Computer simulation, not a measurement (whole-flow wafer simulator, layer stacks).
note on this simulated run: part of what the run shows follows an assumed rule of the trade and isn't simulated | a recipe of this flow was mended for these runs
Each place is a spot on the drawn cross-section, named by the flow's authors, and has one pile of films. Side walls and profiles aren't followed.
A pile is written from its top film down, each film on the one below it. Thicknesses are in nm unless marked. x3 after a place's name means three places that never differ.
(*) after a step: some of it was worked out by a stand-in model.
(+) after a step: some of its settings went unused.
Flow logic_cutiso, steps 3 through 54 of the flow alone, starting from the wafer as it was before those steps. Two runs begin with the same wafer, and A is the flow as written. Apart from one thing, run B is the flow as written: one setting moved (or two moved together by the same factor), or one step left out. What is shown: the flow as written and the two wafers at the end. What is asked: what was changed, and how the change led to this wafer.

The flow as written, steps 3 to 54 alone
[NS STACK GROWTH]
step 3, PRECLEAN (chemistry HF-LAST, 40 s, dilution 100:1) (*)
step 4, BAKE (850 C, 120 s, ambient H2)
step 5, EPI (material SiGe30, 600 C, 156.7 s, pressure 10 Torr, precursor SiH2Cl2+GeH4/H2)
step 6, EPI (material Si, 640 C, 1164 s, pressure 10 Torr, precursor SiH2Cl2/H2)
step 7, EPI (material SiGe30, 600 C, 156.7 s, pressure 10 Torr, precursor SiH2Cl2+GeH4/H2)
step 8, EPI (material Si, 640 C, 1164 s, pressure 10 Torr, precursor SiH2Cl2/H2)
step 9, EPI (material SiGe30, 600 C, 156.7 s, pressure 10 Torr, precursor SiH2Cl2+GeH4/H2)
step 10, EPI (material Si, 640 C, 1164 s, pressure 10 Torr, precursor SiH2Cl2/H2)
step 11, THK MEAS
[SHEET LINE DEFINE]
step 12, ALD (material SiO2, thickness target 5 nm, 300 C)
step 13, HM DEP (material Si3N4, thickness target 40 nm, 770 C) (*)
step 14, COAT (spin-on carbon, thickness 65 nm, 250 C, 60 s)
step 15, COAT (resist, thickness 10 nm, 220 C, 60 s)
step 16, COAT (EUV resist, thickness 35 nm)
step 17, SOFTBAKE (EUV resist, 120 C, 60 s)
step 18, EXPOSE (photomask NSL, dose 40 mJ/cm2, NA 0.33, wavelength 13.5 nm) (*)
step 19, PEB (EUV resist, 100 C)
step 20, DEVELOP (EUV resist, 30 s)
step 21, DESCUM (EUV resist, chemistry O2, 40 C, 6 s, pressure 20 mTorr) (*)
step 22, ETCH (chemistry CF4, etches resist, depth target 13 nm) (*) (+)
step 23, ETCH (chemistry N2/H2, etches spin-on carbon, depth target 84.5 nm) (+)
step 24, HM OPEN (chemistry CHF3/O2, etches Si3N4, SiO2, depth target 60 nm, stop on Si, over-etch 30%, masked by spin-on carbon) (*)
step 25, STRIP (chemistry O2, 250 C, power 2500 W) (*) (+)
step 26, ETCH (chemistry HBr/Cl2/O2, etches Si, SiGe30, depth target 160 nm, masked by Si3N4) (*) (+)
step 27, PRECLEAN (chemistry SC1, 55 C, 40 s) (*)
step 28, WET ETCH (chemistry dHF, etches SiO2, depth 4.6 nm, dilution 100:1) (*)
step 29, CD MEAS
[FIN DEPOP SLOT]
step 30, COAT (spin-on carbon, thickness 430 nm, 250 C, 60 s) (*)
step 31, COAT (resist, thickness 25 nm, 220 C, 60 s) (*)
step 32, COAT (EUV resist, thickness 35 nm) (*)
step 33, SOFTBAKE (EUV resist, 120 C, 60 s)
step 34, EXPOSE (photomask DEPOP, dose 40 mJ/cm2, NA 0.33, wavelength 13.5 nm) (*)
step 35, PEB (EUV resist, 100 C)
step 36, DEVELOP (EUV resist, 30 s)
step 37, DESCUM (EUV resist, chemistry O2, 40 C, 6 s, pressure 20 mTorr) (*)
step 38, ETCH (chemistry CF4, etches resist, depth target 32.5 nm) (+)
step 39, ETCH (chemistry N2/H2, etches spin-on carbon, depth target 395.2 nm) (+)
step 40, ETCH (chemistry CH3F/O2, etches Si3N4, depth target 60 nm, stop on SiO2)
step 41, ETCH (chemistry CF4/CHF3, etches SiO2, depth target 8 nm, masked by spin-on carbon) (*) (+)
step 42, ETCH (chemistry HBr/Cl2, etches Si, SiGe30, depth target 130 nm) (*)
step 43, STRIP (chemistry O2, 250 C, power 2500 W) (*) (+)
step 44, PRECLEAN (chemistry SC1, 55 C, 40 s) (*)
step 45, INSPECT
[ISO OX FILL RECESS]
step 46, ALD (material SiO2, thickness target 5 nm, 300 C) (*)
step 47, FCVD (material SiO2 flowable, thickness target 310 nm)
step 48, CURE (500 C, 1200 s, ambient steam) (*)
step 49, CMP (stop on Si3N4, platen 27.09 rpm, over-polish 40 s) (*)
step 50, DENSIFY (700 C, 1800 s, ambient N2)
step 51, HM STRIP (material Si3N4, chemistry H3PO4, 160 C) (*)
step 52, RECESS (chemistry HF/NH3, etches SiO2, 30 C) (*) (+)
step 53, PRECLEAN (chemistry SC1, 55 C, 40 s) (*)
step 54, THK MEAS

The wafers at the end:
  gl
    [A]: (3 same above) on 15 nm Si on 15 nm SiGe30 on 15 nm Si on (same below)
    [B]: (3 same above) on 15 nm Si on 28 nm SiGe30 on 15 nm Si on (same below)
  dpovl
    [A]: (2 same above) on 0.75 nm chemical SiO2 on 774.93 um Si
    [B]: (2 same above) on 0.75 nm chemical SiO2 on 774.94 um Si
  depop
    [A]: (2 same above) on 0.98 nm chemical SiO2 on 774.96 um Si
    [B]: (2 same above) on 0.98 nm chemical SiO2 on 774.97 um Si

The reason: step 7, EPI: 635 C was run, while the flow as written has 600 C.

How this came from the change, step by step:
  step 7, EPI (material SiGe30, 600 C, 156.7 s, pressure 10 Torr, precursor SiH2Cl2+GeH4/H2)
      depop, dpovl, gfld and 19 more: A SiGe30 gains 15 (new film) | B SiGe30 gains 28 (new film)
  step 26, ETCH (chemistry HBr/Cl2/O2, etches Si, SiGe30, depth target 160 nm, masked by Si3N4) (*) (+)
      dpovl, gfld, gxf, iso, isow, lnri, nsgap: A chemical SiO2 loses 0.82 (all of it), Si loses 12 (all of it), SiGe30 loses 15 (all of it), Si loses 15 (all of it), SiGe30 loses 15 (all of it), Si loses 15 (all of it), SiGe30 loses 15 (all of it), Si loses 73 | B chemical SiO2 loses 0.82 (all of it), Si loses 12 (all of it), SiGe30 loses 15 (all of it), Si loses 15 (all of it), SiGe30 loses 28 (all of it), Si loses 15 (all of it), SiGe30 loses 15 (all of it), Si loses 60
  step 42, ETCH (chemistry HBr/Cl2, etches Si, SiGe30, depth target 130 nm) (*)
      depop: A Si loses 13.8 (all of it), SiGe30 loses 15 (all of it), Si loses 15 (all of it), SiGe30 loses 15 (all of it), Si loses 15 (all of it), SiGe30 loses 15 (all of it), Si loses 41.2 | B Si loses 13.8 (all of it), SiGe30 loses 15 (all of it), Si loses 15 (all of it), SiGe30 loses 28 (all of it), Si loses 15 (all of it), SiGe30 loses 15 (all of it), Si loses 28.2
